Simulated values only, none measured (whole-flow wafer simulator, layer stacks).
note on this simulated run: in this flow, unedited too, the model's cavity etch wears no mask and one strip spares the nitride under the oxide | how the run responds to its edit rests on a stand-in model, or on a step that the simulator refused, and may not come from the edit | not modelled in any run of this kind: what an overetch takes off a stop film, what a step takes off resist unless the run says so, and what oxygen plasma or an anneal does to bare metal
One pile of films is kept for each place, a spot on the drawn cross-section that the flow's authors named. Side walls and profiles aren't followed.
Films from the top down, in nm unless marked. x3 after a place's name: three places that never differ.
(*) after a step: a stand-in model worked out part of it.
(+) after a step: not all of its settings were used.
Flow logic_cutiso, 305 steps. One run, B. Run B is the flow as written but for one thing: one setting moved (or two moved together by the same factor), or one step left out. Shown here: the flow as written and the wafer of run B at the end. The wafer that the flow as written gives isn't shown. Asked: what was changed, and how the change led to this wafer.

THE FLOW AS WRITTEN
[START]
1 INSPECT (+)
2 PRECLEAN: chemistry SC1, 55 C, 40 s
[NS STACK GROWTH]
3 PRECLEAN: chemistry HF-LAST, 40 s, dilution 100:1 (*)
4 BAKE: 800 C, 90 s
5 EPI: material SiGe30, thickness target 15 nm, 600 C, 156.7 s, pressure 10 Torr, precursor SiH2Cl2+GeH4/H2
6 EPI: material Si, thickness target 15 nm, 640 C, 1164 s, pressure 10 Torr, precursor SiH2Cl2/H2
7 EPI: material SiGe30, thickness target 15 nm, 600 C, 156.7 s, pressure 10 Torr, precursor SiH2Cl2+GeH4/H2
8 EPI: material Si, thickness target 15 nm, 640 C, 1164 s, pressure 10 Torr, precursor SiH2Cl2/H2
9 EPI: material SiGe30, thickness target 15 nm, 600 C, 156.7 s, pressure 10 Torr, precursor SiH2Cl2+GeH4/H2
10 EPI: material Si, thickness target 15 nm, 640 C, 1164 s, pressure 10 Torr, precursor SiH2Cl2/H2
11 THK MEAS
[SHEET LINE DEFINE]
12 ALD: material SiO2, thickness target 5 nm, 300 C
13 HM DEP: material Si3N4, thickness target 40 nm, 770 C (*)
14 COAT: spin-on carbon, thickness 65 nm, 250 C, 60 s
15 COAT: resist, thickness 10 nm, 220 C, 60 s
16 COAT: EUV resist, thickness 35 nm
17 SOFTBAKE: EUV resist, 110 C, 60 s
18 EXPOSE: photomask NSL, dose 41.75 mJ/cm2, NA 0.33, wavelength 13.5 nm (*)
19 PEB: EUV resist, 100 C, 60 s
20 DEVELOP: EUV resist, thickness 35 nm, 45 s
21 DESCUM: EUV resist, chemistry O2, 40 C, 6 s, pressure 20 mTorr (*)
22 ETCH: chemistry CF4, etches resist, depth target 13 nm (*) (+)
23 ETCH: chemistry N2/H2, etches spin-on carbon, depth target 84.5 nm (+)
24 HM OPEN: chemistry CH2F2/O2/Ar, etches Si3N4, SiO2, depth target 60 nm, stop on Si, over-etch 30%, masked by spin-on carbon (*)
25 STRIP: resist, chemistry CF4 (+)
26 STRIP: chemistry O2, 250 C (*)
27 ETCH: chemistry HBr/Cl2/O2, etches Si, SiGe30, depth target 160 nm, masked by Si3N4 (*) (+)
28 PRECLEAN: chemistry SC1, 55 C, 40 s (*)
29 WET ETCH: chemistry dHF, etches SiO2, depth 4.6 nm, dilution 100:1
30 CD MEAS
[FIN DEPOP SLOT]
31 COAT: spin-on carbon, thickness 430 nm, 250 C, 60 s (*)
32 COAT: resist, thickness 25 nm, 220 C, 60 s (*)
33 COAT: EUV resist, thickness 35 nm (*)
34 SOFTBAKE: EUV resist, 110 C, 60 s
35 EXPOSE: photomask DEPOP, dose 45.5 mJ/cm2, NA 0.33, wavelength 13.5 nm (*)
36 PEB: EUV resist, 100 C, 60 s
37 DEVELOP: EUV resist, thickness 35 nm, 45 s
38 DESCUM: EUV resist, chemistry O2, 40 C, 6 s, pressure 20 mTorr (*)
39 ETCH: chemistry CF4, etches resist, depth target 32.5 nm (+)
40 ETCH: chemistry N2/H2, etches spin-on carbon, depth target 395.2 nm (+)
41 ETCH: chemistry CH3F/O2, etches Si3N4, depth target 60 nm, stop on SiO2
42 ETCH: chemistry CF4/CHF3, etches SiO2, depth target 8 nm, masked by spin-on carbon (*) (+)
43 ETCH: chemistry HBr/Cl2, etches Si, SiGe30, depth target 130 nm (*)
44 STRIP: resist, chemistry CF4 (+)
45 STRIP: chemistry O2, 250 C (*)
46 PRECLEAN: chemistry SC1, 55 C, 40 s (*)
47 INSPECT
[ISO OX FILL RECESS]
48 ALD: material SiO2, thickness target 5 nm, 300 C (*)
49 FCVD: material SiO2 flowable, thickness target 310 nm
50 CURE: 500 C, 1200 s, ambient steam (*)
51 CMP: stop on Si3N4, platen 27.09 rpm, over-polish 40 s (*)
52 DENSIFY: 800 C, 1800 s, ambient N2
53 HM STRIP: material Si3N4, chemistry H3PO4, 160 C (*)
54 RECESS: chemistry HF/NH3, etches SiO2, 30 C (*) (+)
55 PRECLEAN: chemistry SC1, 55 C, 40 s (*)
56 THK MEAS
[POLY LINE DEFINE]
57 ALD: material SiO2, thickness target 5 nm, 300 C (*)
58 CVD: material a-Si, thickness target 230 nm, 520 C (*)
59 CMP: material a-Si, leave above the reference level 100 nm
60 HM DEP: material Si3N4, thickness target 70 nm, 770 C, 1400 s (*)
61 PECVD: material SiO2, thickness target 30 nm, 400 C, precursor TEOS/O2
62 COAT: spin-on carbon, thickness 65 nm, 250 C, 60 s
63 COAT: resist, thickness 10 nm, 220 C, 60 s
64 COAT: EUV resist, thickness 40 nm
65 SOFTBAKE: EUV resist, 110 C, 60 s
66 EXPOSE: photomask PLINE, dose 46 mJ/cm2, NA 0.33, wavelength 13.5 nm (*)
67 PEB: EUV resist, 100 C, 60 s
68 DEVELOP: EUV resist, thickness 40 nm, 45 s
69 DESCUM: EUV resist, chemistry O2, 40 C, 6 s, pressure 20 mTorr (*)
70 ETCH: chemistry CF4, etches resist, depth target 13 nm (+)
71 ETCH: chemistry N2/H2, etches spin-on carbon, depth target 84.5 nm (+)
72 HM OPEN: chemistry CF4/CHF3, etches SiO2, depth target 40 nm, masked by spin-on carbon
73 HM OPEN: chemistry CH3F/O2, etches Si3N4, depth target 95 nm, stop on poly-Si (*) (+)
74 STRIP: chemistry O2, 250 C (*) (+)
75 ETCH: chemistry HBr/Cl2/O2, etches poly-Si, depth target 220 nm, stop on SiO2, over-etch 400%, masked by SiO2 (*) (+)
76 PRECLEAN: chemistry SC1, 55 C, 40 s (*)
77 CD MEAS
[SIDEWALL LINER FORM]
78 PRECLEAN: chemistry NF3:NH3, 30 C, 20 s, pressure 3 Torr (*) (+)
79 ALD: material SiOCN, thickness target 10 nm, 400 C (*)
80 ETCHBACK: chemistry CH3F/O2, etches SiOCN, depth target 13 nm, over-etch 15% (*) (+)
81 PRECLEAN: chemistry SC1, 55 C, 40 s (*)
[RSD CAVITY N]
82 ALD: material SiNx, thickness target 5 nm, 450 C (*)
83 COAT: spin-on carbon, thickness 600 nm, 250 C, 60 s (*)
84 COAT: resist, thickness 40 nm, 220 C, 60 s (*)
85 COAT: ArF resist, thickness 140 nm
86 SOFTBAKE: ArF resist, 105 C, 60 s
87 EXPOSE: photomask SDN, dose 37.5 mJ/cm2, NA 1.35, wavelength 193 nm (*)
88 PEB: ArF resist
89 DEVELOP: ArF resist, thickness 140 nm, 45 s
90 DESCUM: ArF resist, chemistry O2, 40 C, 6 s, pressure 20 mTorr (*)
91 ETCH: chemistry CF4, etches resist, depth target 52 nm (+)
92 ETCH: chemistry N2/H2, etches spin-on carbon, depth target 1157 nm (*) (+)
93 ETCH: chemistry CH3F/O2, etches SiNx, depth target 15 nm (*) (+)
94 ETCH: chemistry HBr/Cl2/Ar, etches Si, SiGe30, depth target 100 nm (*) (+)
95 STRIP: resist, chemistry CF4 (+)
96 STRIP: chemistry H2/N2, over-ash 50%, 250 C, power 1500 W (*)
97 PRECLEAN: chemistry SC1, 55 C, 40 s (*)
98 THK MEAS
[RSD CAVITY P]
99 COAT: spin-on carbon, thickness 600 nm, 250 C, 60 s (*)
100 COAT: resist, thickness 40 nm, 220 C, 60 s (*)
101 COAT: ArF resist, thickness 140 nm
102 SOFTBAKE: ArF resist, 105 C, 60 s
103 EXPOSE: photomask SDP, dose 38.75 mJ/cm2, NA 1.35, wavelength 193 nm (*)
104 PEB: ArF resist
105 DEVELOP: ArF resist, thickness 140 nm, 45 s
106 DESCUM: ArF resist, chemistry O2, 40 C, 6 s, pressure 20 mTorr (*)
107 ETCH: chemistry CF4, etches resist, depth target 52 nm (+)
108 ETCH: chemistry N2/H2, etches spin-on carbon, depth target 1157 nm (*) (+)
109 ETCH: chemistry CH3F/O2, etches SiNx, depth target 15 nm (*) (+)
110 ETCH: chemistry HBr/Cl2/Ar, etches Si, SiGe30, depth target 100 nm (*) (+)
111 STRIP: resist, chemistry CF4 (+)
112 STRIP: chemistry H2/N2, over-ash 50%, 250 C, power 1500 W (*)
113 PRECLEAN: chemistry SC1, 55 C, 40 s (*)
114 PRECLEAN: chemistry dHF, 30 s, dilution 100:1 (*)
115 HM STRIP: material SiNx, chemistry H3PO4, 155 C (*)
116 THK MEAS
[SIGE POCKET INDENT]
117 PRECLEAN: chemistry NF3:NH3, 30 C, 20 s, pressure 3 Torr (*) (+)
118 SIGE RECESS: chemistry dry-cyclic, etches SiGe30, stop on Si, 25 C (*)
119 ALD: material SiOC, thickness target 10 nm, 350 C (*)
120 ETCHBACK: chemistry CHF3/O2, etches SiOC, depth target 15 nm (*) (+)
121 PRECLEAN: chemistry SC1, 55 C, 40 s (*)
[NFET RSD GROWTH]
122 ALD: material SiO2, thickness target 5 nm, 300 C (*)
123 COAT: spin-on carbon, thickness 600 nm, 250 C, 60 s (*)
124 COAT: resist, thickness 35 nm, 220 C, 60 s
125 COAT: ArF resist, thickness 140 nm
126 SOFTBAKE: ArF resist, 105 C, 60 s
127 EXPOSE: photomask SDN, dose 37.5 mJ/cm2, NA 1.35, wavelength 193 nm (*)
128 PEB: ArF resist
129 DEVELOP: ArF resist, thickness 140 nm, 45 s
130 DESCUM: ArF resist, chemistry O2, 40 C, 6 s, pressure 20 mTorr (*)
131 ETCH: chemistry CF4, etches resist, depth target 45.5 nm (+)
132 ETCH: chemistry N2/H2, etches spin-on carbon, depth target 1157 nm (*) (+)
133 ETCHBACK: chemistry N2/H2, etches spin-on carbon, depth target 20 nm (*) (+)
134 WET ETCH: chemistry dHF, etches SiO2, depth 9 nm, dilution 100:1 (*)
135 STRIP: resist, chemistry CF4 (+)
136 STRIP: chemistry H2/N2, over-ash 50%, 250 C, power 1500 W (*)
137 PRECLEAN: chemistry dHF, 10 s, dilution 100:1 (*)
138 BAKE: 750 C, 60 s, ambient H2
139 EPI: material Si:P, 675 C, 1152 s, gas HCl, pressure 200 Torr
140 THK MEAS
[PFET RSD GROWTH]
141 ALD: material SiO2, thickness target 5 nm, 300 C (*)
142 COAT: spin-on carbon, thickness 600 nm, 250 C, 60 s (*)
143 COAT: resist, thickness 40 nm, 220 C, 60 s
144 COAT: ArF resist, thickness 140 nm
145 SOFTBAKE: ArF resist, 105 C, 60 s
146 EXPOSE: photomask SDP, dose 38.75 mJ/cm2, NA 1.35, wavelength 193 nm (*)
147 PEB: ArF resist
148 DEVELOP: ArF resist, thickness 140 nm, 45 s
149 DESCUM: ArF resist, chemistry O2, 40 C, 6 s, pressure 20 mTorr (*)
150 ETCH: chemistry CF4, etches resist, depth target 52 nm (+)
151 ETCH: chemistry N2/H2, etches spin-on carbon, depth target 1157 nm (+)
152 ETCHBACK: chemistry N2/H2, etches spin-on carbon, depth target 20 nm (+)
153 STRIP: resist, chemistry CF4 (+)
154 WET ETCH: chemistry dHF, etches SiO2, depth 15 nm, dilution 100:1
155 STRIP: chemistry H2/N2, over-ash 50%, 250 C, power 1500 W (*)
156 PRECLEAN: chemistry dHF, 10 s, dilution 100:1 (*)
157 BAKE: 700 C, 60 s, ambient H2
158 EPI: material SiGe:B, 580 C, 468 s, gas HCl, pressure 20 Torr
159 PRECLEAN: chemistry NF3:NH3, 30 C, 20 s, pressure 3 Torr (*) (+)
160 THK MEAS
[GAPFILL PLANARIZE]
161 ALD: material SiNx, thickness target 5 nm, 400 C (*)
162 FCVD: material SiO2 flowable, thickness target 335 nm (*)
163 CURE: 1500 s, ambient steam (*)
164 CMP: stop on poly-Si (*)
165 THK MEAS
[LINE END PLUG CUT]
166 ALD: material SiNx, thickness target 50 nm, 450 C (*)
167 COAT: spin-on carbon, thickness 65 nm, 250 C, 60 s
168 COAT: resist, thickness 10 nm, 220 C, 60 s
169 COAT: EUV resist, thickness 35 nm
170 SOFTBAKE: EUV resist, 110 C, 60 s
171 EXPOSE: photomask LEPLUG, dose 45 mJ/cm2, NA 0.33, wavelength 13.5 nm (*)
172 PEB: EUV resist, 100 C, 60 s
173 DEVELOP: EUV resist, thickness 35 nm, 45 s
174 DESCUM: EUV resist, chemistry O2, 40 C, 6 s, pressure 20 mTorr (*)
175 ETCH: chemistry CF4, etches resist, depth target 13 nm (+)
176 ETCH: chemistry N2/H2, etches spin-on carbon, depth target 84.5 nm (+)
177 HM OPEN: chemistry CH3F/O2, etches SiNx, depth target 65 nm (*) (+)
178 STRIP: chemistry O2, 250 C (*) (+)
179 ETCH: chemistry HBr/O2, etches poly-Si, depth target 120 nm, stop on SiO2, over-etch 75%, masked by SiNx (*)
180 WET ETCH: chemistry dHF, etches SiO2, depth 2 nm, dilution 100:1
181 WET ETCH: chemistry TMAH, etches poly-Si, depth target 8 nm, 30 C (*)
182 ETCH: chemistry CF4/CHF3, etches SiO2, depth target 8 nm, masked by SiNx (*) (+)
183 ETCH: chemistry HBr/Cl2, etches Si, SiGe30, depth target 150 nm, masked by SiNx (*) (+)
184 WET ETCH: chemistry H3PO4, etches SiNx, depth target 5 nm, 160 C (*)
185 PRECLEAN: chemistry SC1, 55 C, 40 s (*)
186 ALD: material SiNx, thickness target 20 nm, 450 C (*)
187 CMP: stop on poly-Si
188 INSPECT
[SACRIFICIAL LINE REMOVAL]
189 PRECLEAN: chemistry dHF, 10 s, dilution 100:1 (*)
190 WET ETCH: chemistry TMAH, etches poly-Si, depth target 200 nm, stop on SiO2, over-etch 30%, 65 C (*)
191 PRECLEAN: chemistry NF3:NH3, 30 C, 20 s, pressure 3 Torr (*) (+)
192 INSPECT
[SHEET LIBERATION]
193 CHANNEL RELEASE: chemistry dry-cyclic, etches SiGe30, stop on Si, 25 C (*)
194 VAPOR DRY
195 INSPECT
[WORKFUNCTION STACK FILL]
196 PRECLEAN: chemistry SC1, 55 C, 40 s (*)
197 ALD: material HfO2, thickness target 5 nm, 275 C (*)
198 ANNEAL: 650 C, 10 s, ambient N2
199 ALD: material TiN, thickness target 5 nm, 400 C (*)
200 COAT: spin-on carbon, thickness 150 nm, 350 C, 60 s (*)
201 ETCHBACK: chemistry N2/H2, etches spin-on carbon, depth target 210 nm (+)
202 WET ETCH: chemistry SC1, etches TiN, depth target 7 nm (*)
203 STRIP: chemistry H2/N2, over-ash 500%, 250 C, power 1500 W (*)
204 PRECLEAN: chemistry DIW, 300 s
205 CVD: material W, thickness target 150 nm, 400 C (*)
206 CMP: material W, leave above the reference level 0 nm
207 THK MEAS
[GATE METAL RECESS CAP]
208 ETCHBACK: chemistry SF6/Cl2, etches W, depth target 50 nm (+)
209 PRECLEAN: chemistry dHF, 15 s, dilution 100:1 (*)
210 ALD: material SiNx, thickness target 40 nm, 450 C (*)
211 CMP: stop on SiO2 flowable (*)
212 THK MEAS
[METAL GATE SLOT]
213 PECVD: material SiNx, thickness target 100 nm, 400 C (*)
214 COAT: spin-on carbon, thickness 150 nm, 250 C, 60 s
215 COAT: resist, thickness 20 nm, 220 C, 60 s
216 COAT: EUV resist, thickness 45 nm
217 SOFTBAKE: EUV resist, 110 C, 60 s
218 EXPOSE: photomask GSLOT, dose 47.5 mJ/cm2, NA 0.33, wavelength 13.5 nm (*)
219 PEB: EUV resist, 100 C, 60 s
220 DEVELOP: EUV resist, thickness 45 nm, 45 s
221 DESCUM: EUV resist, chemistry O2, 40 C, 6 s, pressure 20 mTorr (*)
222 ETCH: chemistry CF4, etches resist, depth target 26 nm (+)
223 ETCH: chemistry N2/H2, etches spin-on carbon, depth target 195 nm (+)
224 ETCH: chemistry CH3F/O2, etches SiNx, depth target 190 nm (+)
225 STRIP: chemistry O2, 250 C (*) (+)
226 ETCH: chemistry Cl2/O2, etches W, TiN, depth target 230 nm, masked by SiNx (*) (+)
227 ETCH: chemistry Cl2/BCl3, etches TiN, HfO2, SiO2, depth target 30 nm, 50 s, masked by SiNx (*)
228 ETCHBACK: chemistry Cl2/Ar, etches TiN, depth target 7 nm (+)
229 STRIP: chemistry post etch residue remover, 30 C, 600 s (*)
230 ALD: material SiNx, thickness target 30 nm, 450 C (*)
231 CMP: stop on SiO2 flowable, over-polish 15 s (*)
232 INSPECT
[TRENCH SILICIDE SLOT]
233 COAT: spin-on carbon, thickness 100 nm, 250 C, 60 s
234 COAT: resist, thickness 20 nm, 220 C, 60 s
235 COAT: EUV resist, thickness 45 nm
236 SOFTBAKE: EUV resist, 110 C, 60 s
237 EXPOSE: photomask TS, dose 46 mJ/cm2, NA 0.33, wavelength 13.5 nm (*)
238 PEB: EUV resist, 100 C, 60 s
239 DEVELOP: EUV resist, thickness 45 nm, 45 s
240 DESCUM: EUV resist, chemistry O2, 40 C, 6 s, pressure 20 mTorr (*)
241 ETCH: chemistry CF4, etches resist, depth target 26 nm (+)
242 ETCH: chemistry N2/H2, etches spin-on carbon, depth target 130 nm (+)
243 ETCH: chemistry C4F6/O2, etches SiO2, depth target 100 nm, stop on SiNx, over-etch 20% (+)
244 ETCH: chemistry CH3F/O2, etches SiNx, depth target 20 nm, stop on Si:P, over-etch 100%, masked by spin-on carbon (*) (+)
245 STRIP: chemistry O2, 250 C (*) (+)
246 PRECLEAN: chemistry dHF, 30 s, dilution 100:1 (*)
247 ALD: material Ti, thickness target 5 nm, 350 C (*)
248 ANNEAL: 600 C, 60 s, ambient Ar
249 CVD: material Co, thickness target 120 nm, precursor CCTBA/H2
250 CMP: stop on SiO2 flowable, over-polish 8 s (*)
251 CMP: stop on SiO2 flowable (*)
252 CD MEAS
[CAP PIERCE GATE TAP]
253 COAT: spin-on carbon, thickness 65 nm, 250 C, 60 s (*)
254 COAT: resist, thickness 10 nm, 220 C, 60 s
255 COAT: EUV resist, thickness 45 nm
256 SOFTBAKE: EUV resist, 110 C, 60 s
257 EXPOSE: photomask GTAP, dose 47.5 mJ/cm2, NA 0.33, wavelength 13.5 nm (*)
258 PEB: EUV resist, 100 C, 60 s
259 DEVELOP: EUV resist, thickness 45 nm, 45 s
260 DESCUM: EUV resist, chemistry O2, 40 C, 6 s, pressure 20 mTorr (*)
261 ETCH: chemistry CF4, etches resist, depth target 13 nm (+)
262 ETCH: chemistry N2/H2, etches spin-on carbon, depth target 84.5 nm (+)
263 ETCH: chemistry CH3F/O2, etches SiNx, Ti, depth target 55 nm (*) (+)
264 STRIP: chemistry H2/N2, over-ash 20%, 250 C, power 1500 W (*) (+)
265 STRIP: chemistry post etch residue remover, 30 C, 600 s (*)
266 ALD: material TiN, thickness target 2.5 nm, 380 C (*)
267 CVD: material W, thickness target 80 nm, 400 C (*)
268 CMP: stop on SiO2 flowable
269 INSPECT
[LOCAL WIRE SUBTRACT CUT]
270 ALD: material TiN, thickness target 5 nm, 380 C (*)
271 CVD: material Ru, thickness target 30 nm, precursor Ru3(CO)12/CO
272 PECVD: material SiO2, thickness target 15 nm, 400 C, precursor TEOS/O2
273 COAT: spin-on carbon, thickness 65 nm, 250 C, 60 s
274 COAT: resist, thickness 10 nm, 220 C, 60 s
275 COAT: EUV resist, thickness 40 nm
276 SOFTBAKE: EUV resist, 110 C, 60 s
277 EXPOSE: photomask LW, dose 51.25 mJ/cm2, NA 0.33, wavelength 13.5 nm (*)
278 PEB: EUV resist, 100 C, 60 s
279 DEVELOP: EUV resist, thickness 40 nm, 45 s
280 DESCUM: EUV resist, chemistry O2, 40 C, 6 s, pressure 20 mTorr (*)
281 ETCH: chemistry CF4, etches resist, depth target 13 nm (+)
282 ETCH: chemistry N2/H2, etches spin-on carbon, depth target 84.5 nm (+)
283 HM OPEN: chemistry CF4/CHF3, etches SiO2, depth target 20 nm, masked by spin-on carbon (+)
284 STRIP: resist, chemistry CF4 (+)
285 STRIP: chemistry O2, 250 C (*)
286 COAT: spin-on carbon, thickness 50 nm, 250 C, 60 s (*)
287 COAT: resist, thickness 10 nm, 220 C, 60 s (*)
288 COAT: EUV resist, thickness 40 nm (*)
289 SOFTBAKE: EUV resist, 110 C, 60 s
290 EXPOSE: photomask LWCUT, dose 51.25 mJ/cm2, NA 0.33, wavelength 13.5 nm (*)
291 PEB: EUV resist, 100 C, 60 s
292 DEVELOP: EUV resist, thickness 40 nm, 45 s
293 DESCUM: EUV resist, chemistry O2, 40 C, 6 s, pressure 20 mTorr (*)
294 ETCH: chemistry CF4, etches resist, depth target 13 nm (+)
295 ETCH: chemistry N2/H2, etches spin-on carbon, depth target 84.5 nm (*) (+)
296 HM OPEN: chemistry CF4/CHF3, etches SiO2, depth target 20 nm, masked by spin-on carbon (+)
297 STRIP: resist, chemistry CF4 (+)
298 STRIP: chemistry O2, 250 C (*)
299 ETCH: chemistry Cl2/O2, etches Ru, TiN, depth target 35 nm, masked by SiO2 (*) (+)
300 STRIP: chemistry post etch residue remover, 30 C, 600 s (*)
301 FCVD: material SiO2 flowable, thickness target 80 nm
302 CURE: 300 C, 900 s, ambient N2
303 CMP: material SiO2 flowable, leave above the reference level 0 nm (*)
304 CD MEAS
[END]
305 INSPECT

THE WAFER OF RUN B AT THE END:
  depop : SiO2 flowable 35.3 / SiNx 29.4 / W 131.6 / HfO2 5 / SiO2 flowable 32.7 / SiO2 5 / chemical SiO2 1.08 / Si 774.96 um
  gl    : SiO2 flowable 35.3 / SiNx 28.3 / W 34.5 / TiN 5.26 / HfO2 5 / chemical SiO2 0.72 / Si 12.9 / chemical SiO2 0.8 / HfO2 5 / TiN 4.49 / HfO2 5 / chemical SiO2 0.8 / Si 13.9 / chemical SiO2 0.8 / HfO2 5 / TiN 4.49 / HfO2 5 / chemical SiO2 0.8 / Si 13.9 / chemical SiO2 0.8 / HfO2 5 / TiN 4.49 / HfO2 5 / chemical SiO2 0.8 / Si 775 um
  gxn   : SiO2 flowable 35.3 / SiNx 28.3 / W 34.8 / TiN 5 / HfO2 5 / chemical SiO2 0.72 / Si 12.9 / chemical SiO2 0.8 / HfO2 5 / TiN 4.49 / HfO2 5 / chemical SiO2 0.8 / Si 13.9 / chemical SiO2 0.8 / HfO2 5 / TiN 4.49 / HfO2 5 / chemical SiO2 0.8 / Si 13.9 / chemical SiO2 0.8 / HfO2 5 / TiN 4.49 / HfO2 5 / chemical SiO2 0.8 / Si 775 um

The cause: step 189, PRECLEAN: chemistry dHF, 10 s, dilution 100:1 (*), was left out.

How the change led to this, step by step:
  203 STRIP: chemistry H2/N2, over-ash 500%, 250 C, power 1500 W (*)
      gl, glp: spin-on carbon -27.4 (all of it) (as written it would be: spin-on carbon -26.7 (all of it))
      gxn, gxp: spin-on carbon -27.4 (all of it) (as written it would be: spin-on carbon -26.8 (all of it))
      (and at 1 more place)
  205 CVD: material W, thickness target 150 nm, 400 C (*)
      iso: W +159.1 (new film) (as written it would be: W +162.4 (new film))
  206 CMP: material W, leave above the reference level 0 nm
      lnr, lnri, lnrp, lnrt: W -150 (all of it), HfO2 -5 (all of it), SiOCN -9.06 (as written it would be: W -150 (all of it), HfO2 -5 (all of it), SiOCN -12.2)
      iso: W -159.1 (all of it), HfO2 -5 (all of it) (as written it would be: W -162.4 (all of it), HfO2 -5 (all of it))
      (and at 1 more place)
  226 ETCH: chemistry Cl2/O2, etches W, TiN, depth target 230 nm, masked by SiNx (*) (+)
      depop, dpovl, gl and 18 more: SiNx -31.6 (as written it would be: SiNx -30.8)
      gfld: W -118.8 (all of it), TiN -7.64 (all of it), HfO2 -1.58 (as written it would be: W -115.4 (all of it), TiN -7.64 (all of it), HfO2 -1.54)
  243 ETCH: chemistry C4F6/O2, etches SiO2, depth target 100 nm, stop on SiNx, over-etch 20% (+)
      rsdn, rsdp, rsdw: SiO2 flowable -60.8 (all of it) (as written it would be: SiO2 flowable -57.5 (all of it))
